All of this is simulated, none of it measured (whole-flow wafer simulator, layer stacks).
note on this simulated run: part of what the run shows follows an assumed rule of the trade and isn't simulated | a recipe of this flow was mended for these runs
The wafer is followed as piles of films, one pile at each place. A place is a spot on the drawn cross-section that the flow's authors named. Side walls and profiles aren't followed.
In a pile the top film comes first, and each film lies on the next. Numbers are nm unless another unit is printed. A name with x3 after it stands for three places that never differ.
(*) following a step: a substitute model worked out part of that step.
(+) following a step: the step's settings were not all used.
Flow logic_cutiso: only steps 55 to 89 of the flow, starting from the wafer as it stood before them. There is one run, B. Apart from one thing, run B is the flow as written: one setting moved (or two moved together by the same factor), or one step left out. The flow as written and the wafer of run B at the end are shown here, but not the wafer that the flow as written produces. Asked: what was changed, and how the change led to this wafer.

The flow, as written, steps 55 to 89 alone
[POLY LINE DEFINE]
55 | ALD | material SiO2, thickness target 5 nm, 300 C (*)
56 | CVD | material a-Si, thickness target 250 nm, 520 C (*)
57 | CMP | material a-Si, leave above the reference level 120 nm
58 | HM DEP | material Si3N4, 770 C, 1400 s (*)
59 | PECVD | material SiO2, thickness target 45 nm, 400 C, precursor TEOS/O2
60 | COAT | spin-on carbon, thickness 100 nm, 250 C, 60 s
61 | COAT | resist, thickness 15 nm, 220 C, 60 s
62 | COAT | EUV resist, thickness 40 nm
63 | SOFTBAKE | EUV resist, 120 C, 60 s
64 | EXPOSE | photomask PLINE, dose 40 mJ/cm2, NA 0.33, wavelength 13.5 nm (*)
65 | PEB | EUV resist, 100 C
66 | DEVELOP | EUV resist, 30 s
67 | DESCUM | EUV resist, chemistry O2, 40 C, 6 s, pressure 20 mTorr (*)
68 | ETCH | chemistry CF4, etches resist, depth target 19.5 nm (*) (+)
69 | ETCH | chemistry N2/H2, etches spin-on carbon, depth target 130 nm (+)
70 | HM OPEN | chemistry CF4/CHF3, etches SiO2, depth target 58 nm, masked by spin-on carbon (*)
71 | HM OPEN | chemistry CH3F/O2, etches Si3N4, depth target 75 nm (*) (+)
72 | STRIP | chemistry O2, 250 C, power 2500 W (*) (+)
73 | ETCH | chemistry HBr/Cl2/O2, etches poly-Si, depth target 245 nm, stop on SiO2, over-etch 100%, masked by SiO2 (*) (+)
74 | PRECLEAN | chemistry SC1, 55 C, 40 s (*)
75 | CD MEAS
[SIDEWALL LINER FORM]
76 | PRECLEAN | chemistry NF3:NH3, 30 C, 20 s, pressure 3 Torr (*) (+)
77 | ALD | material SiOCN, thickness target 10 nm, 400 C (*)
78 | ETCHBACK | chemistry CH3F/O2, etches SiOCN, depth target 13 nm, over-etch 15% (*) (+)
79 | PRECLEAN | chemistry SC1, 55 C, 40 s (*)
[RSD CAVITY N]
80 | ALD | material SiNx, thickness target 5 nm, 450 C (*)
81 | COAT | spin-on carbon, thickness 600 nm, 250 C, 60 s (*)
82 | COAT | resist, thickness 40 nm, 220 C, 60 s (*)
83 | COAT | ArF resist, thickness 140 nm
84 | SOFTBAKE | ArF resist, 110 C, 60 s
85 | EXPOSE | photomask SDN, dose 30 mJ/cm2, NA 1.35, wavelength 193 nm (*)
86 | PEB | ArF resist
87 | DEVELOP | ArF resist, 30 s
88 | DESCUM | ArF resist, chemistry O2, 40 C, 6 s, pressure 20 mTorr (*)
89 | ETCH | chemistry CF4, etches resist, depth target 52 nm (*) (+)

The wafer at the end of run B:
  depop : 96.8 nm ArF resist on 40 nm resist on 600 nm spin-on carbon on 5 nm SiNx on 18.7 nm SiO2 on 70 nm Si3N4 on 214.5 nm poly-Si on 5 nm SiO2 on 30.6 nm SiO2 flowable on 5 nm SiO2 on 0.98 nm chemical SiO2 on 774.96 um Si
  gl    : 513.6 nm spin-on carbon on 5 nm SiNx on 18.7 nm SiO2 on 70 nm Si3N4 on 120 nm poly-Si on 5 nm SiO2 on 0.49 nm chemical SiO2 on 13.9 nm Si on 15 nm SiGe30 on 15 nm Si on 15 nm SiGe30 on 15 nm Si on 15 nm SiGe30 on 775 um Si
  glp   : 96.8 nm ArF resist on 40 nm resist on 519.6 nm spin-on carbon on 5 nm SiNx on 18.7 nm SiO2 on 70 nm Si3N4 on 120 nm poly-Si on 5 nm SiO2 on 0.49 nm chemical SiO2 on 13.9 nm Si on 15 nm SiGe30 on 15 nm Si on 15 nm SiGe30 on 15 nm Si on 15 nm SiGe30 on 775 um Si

Cause: step 59, PECVD: thickness target 35.3 nm was run, whereas the flow has thickness target 45 nm.

Step by step, how the change led to this:
  59 | PECVD | material SiO2, thickness target 45 nm, 400 C, precursor TEOS/O2
      depop, dpovl x3, gfld and 17 more: SiO2 gains 35.3 (new film) (as written it would have been: SiO2 gains 45 (new film))
  70 | HM OPEN | chemistry CF4/CHF3, etches SiO2, depth target 58 nm, masked by spin-on carbon (*)
      iso, lnr, lnri and 6 more: SiO2 loses 33.5 (all of it), Si3N4 loses 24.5 (as written it would have been: SiO2 loses 43.2 (all of it), Si3N4 loses 14.8)
  71 | HM OPEN | chemistry CH3F/O2, etches Si3N4, depth target 75 nm (*) (+)
      iso, lnr, lnri and 6 more: Si3N4 loses 45.5 (all of it), poly-Si loses 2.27 (as written it would have been: Si3N4 loses 55.2 (all of it), poly-Si loses 1.52)
